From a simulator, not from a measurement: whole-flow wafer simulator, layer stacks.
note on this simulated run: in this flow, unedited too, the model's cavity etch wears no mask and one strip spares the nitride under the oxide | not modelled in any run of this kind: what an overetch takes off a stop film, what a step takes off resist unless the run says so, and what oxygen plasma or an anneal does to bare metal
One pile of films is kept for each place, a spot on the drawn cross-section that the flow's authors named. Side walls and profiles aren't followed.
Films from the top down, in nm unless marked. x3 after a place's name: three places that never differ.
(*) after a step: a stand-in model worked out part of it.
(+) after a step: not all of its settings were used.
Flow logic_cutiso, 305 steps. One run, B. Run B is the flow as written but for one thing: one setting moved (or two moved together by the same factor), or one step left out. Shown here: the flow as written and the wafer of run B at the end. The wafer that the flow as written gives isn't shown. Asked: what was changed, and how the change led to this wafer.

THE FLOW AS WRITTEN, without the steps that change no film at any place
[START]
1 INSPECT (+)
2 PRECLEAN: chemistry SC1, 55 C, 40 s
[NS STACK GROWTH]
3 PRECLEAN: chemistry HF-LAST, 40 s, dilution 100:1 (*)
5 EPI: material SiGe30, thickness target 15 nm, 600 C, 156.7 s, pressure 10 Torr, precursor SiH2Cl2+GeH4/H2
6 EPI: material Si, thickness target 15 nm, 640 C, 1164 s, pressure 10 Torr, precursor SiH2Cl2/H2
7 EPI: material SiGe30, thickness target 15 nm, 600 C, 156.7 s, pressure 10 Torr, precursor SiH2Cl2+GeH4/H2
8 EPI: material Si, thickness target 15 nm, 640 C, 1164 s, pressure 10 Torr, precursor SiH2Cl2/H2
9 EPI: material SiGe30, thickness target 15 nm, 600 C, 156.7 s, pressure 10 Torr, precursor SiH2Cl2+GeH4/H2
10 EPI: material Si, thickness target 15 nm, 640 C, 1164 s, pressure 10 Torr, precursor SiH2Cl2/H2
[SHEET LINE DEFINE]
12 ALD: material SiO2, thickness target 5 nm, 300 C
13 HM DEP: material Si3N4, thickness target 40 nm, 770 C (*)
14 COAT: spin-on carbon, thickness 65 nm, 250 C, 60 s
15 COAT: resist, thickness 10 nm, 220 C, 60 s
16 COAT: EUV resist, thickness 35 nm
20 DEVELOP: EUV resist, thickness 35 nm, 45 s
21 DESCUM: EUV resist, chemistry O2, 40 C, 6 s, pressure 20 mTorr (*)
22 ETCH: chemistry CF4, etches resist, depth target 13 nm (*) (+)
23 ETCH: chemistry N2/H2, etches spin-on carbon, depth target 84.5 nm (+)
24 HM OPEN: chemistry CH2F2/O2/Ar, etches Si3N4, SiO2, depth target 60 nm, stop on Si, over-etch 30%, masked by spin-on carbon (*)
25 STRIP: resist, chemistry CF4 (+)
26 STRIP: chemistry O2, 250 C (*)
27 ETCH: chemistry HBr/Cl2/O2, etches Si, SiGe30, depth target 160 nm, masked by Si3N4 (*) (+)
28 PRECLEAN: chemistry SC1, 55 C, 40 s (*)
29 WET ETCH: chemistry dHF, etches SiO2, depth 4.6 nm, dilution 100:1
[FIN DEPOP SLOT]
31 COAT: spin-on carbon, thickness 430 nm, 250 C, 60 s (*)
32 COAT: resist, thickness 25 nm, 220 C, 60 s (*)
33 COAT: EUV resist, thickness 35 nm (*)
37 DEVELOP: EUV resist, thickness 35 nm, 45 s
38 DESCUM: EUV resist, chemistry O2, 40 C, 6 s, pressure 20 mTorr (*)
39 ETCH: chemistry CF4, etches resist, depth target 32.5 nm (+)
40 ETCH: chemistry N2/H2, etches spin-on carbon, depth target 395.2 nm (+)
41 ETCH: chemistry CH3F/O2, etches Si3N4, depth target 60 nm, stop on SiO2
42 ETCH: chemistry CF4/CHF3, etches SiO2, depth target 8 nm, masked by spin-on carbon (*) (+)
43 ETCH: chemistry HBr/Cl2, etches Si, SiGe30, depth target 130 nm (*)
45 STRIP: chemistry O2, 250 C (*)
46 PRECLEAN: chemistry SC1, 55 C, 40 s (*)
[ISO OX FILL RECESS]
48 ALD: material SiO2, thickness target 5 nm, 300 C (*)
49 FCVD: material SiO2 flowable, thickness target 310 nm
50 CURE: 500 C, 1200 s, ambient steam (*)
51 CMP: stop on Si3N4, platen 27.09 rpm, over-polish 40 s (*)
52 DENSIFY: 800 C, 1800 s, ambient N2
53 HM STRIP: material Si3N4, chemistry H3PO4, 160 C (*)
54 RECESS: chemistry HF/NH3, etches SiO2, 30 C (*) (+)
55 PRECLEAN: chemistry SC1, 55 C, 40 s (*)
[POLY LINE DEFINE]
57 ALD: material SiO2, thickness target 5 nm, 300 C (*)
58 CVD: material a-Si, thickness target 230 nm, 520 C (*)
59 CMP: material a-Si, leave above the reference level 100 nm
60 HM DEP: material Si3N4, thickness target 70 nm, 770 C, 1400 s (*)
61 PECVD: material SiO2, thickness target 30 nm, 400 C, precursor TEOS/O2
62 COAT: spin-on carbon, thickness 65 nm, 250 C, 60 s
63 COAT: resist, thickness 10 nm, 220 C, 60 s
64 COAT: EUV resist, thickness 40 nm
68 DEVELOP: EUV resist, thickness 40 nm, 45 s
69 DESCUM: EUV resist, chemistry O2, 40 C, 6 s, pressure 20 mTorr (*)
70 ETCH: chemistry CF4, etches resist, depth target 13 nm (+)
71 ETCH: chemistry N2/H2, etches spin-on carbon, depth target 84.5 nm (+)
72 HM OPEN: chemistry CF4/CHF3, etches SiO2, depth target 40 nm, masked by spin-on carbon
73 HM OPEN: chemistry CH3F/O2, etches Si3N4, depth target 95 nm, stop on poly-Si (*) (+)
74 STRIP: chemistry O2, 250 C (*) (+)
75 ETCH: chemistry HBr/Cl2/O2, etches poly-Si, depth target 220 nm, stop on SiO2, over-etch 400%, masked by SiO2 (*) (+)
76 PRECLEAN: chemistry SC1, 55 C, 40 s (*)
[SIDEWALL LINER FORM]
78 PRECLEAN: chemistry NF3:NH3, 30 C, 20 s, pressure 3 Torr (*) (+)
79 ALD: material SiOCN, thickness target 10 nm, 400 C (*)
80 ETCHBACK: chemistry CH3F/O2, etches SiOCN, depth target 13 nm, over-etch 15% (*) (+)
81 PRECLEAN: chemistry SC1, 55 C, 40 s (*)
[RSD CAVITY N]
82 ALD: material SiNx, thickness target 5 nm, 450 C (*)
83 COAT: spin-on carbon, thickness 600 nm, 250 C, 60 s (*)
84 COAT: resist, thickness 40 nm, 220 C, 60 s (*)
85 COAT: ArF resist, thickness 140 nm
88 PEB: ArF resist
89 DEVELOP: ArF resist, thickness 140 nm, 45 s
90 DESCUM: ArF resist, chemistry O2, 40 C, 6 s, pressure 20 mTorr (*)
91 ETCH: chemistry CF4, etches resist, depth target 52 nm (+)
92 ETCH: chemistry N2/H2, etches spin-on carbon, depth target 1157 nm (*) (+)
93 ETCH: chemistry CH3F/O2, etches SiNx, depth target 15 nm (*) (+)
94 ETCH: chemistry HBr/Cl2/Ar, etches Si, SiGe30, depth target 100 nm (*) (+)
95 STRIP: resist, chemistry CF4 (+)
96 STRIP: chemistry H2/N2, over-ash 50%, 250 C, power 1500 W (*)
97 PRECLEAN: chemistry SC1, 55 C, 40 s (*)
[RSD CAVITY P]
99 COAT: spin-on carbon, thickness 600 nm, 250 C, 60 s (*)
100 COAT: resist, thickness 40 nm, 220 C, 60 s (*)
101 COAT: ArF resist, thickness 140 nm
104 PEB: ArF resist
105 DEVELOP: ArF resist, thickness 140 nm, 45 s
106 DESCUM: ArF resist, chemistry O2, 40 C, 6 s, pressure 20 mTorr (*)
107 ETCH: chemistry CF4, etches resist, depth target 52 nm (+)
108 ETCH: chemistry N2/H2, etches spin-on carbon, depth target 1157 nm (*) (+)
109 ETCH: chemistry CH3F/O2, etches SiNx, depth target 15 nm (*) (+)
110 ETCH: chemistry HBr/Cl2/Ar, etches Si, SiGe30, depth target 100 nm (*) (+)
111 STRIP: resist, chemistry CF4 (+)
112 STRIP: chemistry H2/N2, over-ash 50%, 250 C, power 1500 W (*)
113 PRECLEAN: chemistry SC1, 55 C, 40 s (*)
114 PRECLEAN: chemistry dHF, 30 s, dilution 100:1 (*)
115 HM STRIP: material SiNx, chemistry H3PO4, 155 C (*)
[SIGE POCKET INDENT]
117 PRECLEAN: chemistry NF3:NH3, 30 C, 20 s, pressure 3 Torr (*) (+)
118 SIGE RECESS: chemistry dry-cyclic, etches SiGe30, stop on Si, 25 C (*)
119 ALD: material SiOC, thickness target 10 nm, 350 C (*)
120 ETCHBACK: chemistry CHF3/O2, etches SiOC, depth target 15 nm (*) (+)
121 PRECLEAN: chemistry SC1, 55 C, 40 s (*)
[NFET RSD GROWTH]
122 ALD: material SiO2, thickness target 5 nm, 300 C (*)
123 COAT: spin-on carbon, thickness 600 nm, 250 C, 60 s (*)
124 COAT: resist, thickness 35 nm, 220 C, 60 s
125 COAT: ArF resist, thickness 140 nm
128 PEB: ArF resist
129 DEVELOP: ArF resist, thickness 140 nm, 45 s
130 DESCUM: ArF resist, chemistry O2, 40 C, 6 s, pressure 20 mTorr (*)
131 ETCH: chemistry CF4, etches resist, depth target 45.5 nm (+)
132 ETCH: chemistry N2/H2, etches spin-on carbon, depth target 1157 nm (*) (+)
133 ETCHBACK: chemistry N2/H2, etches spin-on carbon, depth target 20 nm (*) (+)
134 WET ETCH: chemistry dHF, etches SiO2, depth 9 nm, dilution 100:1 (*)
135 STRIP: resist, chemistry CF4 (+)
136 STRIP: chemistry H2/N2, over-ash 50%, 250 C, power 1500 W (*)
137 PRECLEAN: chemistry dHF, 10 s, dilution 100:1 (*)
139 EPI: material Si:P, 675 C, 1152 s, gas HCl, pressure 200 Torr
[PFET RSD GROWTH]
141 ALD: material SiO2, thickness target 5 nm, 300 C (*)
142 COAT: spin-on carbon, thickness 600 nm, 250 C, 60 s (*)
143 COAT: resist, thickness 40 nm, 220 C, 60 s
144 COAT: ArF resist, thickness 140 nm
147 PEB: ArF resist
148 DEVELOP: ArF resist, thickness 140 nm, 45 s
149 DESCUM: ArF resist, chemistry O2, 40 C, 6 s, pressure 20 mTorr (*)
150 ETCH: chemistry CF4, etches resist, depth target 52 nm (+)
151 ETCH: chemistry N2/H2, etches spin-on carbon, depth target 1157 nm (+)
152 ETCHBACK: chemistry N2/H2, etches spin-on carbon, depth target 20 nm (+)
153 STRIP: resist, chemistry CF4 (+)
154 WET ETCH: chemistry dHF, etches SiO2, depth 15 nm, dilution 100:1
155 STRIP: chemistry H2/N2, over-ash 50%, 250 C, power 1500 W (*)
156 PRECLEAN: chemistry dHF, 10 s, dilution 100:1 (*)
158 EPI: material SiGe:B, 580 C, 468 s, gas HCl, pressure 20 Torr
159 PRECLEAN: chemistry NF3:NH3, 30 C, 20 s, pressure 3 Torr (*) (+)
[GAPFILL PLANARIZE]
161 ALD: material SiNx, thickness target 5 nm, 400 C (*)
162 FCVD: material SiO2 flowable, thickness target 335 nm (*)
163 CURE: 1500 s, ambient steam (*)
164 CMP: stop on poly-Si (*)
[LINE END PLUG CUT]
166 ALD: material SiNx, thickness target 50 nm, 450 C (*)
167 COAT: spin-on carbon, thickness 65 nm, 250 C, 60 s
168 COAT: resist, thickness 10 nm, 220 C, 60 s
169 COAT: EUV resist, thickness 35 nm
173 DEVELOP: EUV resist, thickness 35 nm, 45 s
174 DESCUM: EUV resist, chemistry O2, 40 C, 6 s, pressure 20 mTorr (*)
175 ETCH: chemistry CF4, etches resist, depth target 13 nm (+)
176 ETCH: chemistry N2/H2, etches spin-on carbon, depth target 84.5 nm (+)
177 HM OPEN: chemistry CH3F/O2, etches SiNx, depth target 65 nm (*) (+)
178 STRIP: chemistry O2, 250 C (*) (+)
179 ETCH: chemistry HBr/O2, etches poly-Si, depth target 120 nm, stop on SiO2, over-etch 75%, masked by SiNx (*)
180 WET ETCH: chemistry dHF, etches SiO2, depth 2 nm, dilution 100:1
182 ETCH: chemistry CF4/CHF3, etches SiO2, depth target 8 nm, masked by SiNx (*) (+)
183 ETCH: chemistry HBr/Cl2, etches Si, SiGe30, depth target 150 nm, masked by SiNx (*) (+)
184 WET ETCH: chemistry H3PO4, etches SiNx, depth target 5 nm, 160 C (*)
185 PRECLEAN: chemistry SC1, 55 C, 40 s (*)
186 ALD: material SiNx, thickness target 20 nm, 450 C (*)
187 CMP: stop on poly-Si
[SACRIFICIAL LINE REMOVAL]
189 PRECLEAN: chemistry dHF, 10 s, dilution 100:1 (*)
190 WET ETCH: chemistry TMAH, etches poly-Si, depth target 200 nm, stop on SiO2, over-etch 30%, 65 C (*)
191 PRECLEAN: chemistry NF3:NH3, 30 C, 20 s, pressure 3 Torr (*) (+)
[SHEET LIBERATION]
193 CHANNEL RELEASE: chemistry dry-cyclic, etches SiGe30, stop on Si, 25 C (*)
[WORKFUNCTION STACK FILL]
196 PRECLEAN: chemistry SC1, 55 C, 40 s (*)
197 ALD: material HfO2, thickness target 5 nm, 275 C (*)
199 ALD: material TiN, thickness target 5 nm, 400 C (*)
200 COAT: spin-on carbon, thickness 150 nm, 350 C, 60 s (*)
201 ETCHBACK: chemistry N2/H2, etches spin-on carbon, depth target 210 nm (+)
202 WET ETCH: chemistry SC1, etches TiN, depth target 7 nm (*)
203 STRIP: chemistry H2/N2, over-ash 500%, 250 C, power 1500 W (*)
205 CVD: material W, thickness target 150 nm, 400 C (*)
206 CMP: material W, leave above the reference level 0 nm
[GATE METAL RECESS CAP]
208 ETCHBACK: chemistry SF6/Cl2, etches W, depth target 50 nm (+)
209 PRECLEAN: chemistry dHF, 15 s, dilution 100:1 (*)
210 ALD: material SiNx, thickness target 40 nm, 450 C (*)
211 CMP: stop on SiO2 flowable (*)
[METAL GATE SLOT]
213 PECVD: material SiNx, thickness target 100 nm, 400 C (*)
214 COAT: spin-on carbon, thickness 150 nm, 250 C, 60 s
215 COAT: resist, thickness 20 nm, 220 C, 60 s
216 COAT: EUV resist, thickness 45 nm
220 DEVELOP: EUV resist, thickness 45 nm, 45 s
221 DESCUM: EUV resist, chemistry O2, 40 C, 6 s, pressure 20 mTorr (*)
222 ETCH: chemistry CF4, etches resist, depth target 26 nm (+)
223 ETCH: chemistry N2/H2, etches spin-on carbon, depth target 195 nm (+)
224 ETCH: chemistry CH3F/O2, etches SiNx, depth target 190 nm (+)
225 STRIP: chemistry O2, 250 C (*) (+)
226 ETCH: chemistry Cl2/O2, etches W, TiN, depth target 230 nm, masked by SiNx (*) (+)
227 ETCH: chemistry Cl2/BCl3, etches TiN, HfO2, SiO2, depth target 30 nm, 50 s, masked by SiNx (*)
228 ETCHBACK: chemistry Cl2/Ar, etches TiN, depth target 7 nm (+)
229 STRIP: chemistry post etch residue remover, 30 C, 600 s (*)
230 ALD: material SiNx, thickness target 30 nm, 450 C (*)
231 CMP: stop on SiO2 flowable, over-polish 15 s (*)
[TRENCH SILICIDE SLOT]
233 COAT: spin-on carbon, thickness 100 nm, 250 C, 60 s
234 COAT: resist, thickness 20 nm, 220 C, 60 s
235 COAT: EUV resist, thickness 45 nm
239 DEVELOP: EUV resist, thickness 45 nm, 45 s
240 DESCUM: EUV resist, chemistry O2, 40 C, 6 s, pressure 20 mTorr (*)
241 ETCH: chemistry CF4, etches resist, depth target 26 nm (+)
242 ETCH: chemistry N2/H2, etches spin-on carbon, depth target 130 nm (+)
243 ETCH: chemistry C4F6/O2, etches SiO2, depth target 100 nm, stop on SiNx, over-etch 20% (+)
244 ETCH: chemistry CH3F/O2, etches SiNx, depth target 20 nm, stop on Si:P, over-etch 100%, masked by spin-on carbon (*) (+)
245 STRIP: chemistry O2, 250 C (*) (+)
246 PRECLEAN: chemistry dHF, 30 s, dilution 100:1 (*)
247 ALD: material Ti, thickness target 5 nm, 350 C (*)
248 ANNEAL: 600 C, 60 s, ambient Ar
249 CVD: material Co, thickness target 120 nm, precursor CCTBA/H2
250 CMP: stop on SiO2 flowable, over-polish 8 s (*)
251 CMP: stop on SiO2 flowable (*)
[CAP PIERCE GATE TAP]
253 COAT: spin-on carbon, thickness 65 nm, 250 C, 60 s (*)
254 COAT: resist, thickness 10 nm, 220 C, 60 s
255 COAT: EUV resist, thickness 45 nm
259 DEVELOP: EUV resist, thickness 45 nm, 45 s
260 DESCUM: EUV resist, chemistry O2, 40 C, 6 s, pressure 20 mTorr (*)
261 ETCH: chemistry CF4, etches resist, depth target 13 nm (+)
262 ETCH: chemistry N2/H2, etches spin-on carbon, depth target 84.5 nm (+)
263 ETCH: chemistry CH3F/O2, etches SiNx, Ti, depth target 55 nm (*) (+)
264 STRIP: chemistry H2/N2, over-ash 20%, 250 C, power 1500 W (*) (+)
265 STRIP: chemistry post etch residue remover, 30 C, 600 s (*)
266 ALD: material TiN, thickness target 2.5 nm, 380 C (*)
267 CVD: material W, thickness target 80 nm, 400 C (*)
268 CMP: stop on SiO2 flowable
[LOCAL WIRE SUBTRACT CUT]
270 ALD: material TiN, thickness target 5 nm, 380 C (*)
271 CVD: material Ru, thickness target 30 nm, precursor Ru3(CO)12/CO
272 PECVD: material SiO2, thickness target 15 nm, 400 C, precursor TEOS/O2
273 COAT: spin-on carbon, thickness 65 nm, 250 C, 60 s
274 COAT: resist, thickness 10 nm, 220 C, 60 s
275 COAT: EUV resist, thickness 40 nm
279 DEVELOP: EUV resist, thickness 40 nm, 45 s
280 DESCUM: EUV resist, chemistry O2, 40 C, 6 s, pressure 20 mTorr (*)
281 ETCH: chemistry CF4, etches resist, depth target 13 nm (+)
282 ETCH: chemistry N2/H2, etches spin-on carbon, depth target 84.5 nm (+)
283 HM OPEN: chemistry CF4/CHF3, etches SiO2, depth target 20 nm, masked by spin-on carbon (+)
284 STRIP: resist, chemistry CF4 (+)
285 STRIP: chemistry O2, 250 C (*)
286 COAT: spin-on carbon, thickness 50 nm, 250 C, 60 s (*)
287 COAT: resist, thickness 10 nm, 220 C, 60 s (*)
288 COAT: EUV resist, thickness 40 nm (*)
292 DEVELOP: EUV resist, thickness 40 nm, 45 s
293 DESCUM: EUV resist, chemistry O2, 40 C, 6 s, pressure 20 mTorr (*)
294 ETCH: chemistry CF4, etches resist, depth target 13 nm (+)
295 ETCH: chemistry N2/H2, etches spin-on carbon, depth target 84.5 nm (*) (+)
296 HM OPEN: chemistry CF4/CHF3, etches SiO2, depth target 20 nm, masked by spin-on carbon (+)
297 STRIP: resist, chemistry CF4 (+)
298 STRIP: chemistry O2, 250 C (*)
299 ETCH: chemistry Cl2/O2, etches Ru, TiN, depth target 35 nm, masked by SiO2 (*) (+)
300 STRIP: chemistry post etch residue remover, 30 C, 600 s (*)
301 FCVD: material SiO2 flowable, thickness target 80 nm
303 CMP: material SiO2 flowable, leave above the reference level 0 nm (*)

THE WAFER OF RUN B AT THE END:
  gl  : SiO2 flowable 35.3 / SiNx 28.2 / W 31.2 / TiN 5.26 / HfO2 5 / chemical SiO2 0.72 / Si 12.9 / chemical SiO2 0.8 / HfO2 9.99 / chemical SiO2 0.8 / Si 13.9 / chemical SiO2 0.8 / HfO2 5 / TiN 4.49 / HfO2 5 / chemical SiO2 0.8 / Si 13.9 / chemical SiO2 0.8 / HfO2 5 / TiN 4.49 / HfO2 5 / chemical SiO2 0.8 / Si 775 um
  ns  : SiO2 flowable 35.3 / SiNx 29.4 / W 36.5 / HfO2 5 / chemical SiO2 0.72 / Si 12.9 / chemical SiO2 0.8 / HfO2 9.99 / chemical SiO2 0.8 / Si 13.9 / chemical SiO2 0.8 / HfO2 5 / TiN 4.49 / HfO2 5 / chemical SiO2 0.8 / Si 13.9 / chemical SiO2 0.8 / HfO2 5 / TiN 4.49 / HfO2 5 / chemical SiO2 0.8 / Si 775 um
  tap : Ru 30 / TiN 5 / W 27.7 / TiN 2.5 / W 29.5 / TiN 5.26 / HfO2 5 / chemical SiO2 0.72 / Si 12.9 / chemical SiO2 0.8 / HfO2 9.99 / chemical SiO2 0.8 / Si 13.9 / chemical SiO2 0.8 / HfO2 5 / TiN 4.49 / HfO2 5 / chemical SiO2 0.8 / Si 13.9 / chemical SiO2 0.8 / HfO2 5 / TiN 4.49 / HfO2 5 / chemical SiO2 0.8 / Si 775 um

The cause: step 9, EPI: thickness target 10.5 nm was run, where the flow has thickness target 15 nm; step 9, EPI: 109.7 s was run, where the flow has 156.7 s.

How the change led to this, step by step:
  9 EPI: material SiGe30, thickness target 15 nm, 600 C, 156.7 s, pressure 10 Torr, precursor SiH2Cl2+GeH4/H2
      depop, dpovl, gfld and 19 more: SiGe30 +10.5 (new film) (as written it would be: SiGe30 +15 (new film))
  27 ETCH: chemistry HBr/Cl2/O2, etches Si, SiGe30, depth target 160 nm, masked by Si3N4 (*) (+)
      gfld, gxf, iso, lnri: chemical SiO2 -0.79 (all of it), Si -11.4 (all of it), SiGe30 -10.5 (all of it), Si -15 (all of it), SiGe30 -15 (all of it), Si -15 (all of it), SiGe30 -15 (all of it), Si -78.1 (as written it would be: chemical SiO2 -0.79 (all of it), Si -11.4 (all of it), SiGe30 -15 (all of it), Si -15 (all of it), SiGe30 -15 (all of it), Si -15 (all of it), SiGe30 -15 (all of it), Si -73.6)
      dpovl, nsgap: chemical SiO2 -0.79 (all of it), Si -11.8 (all of it), SiGe30 -10.5 (all of it), Si -15 (all of it), SiGe30 -15 (all of it), Si -15 (all of it), SiGe30 -15 (all of it), Si -77.7 (as written it would be: chemical SiO2 -0.79 (all of it), Si -11.8 (all of it), SiGe30 -15 (all of it), Si -15 (all of it), SiGe30 -15 (all of it), Si -15 (all of it), SiGe30 -15 (all of it), Si -73.2)
      (and at 1 more place)
  43 ETCH: chemistry HBr/Cl2, etches Si, SiGe30, depth target 130 nm (*)
      depop: Si -14 (all of it), SiGe30 -10.5 (all of it), Si -15 (all of it), SiGe30 -15 (all of it), Si -15 (all of it), SiGe30 -15 (all of it), Si -45.5 (as written it would be: Si -14 (all of it), SiGe30 -15 (all of it), Si -15 (all of it), SiGe30 -15 (all of it), Si -15 (all of it), SiGe30 -15 (all of it), Si -41)
  94 ETCH: chemistry HBr/Cl2/Ar, etches Si, SiGe30, depth target 100 nm (*) (+)
      rsdn, rsdx: chemical SiO2 -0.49 (all of it), Si -12.8 (all of it), SiGe30 -10.5 (all of it), Si -15 (all of it), SiGe30 -15 (all of it), Si -15 (all of it), SiGe30 -15 (all of it), Si -16.7 (as written it would be: chemical SiO2 -0.49 (all of it), Si -12.8 (all of it), SiGe30 -15 (all of it), Si -15 (all of it), SiGe30 -15 (all of it), Si -15 (all of it), SiGe30 -15 (all of it), Si -12.2)
  110 ETCH: chemistry HBr/Cl2/Ar, etches Si, SiGe30, depth target 100 nm (*) (+)
      rsdp, rsdw: chemical SiO2 -0.49 (all of it), Si -12.8 (all of it), SiGe30 -10.5 (all of it), Si -15 (all of it), SiGe30 -15 (all of it), Si -15 (all of it), SiGe30 -15 (all of it), Si -16.7 (as written it would be: chemical SiO2 -0.49 (all of it), Si -12.8 (all of it), SiGe30 -15 (all of it), Si -15 (all of it), SiGe30 -15 (all of it), Si -15 (all of it), SiGe30 -15 (all of it), Si -12.2)
  118 SIGE RECESS: chemistry dry-cyclic, etches SiGe30, stop on Si, 25 C (*)
      lnr, lnrp, lnrt: SiOCN -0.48, Si -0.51, cavity +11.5 (new film), SiGe30 -10.5 (all of it), Si -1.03, cavity +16 (new film), SiGe30 -15 (all of it), Si -1.03, cavity +16 (new film), SiGe30 -15 (all of it), Si -0.51 (as written it would be: SiOCN -0.48, Si -0.51, cavity +16 (new film), SiGe30 -15 (all of it), Si -1.03, cavity +16 (new film), SiGe30 -15 (all of it), Si -1.03, cavity +16 (new film), SiGe30 -15 (all of it), Si -0.51)
  119 ALD: material SiOC, thickness target 10 nm, 350 C (*)
      lnr, lnrp, lnrt: SiOC +10 (new film), SiOC +11.5 (new film), cavity -11.5 (all of it), SiOC +16 (new film), cavity -16 (all of it), SiOC +16 (new film), cavity -16 (all of it) (as written it would be: SiOC +10 (new film), SiOC +16 (new film), cavity -16 (all of it), SiOC +16 (new film), cavity -16 (all of it), SiOC +16 (new film), cavity -16 (all of it))
  183 ETCH: chemistry HBr/Cl2, etches Si, SiGe30, depth target 150 nm, masked by SiNx (*) (+)
      plug: Si -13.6 (all of it), SiGe30 -10.5 (all of it), Si -15 (all of it), SiGe30 -15 (all of it), Si -15 (all of it), SiGe30 -15 (all of it), Si -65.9 (as written it would be: Si -13.6 (all of it), SiGe30 -15 (all of it), Si -15 (all of it), SiGe30 -15 (all of it), Si -15 (all of it), SiGe30 -15 (all of it), Si -61.4)
  193 CHANNEL RELEASE: chemistry dry-cyclic, etches SiGe30, stop on Si, 25 C (*)
      gl, glp, gxn, gxp, ns, tap: chemical SiO2 +0.8 (new film), Si -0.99, chemical SiO2 +0.8 (new film), cavity +9.99 (new film), chemical SiO2 +0.8 (new film), SiGe30 -10.5 (all of it), Si -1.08, chemical SiO2 +0.8 (new film), cavity +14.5 (new film), chemical SiO2 +0.8 (new film), SiGe30 -15 (all of it), Si -1.08, chemical SiO2 +0.8 (new film), cavity +14.5 (new film), chemical SiO2 +0.8 (new film), SiGe30 -15 (all of it), Si -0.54 (as written it would be: chemical SiO2 +0.8 (new film), Si -0.99, chemical SiO2 +0.8 (new film), cavity +14.5 (new film), chemical SiO2 +0.8 (new film), SiGe30 -15 (all of it), Si -1.08, chemical SiO2 +0.8 (new film), cavity +14.5 (new film), chemical SiO2 +0.8 (new film), SiGe30 -15 (all of it), Si -1.08, chemical SiO2 +0.8 (new film), cavity +14.5 (new film), chemical SiO2 +0.8 (new film), SiGe30 -15 (all of it), Si -0.54)
  197 ALD: material HfO2, thickness target 5 nm, 275 C (*)
      gl, glp, gxn, gxp, ns, tap: HfO2 +5 (new film), HfO2 +9.99 (new film), cavity -9.99 (all of it), HfO2 +5 (new film), cavity -10, HfO2 +5 (new film), HfO2 +5 (new film), cavity -10, HfO2 +5 (new film) (as written it would be: HfO2 +5 (new film), HfO2 +5 (new film), cavity -10, HfO2 +5 (new film), HfO2 +5 (new film), cavity -10, HfO2 +5 (new film), HfO2 +5 (new film), cavity -10, HfO2 +5 (new film))
  199 ALD: material TiN, thickness target 5 nm, 400 C (*)
      gl, glp, tap: TiN +5.26 (new film), TiN +4.49 (new film), cavity -4.49 (all of it), TiN +4.49 (new film), cavity -4.49 (all of it) (as written it would be: TiN +5.26 (new film), TiN +4.49 (new film), cavity -4.49 (all of it), TiN +4.49 (new film), cavity -4.49 (all of it), TiN +4.49 (new film), cavity -4.49 (all of it))
      gxn, gxp, ns: TiN +5 (new film), TiN +4.49 (new film), cavity -4.49 (all of it), TiN +4.49 (new film), cavity -4.49 (all of it) (as written it would be: TiN +5 (new film), TiN +4.49 (new film), cavity -4.49 (all of it), TiN +4.49 (new film), cavity -4.49 (all of it), TiN +4.49 (new film), cavity -4.49 (all of it))
Counting metal films that touch as one body, gl has 3 bodies (between them, from the top down: HfO2 5 / chemical SiO2 0.72 / Si 12.9 / chemical SiO2 0.8 / HfO2 9.99 / chemical SiO2 0.8 / Si 13.9 / chemical SiO2 0.8 / HfO2 5; HfO2 5 / chemical SiO2 0.8 / Si 13.9 / chemical SiO2 0.8 / HfO2 5); the flow as written gives 4 bodies (between them, from the top down: HfO2 5 / chemical SiO2 0.72 / Si 12.9 / chemical SiO2 0.8 / HfO2 5; HfO2 5 / chemical SiO2 0.8 / Si 13.9 / chemical SiO2 0.8 / HfO2 5; HfO2 5 / chemical SiO2 0.8 / Si 13.9 / chemical SiO2 0.8 / HfO2 5).
Counting metal films that touch as one body, ns has 3 bodies (between them, from the top down: HfO2 5 / chemical SiO2 0.72 / Si 12.9 / chemical SiO2 0.8 / HfO2 9.99 / chemical SiO2 0.8 / Si 13.9 / chemical SiO2 0.8 / HfO2 5; HfO2 5 / chemical SiO2 0.8 / Si 13.9 / chemical SiO2 0.8 / HfO2 5); the flow as written gives 4 bodies (between them, from the top down: HfO2 5 / chemical SiO2 0.72 / Si 12.9 / chemical SiO2 0.8 / HfO2 5; HfO2 5 / chemical SiO2 0.8 / Si 13.9 / chemical SiO2 0.8 / HfO2 5; HfO2 5 / chemical SiO2 0.8 / Si 13.9 / chemical SiO2 0.8 / HfO2 5).
Counting metal films that touch as one body, tap has 3 bodies (between them, from the top down: HfO2 5 / chemical SiO2 0.72 / Si 12.9 / chemical SiO2 0.8 / HfO2 9.99 / chemical SiO2 0.8 / Si 13.9 / chemical SiO2 0.8 / HfO2 5; HfO2 5 / chemical SiO2 0.8 / Si 13.9 / chemical SiO2 0.8 / HfO2 5); the flow as written gives 4 bodies (between them, from the top down: HfO2 5 / chemical SiO2 0.72 / Si 12.9 / chemical SiO2 0.8 / HfO2 5; HfO2 5 / chemical SiO2 0.8 / Si 13.9 / chemical SiO2 0.8 / HfO2 5; HfO2 5 / chemical SiO2 0.8 / Si 13.9 / chemical SiO2 0.8 / HfO2 5).
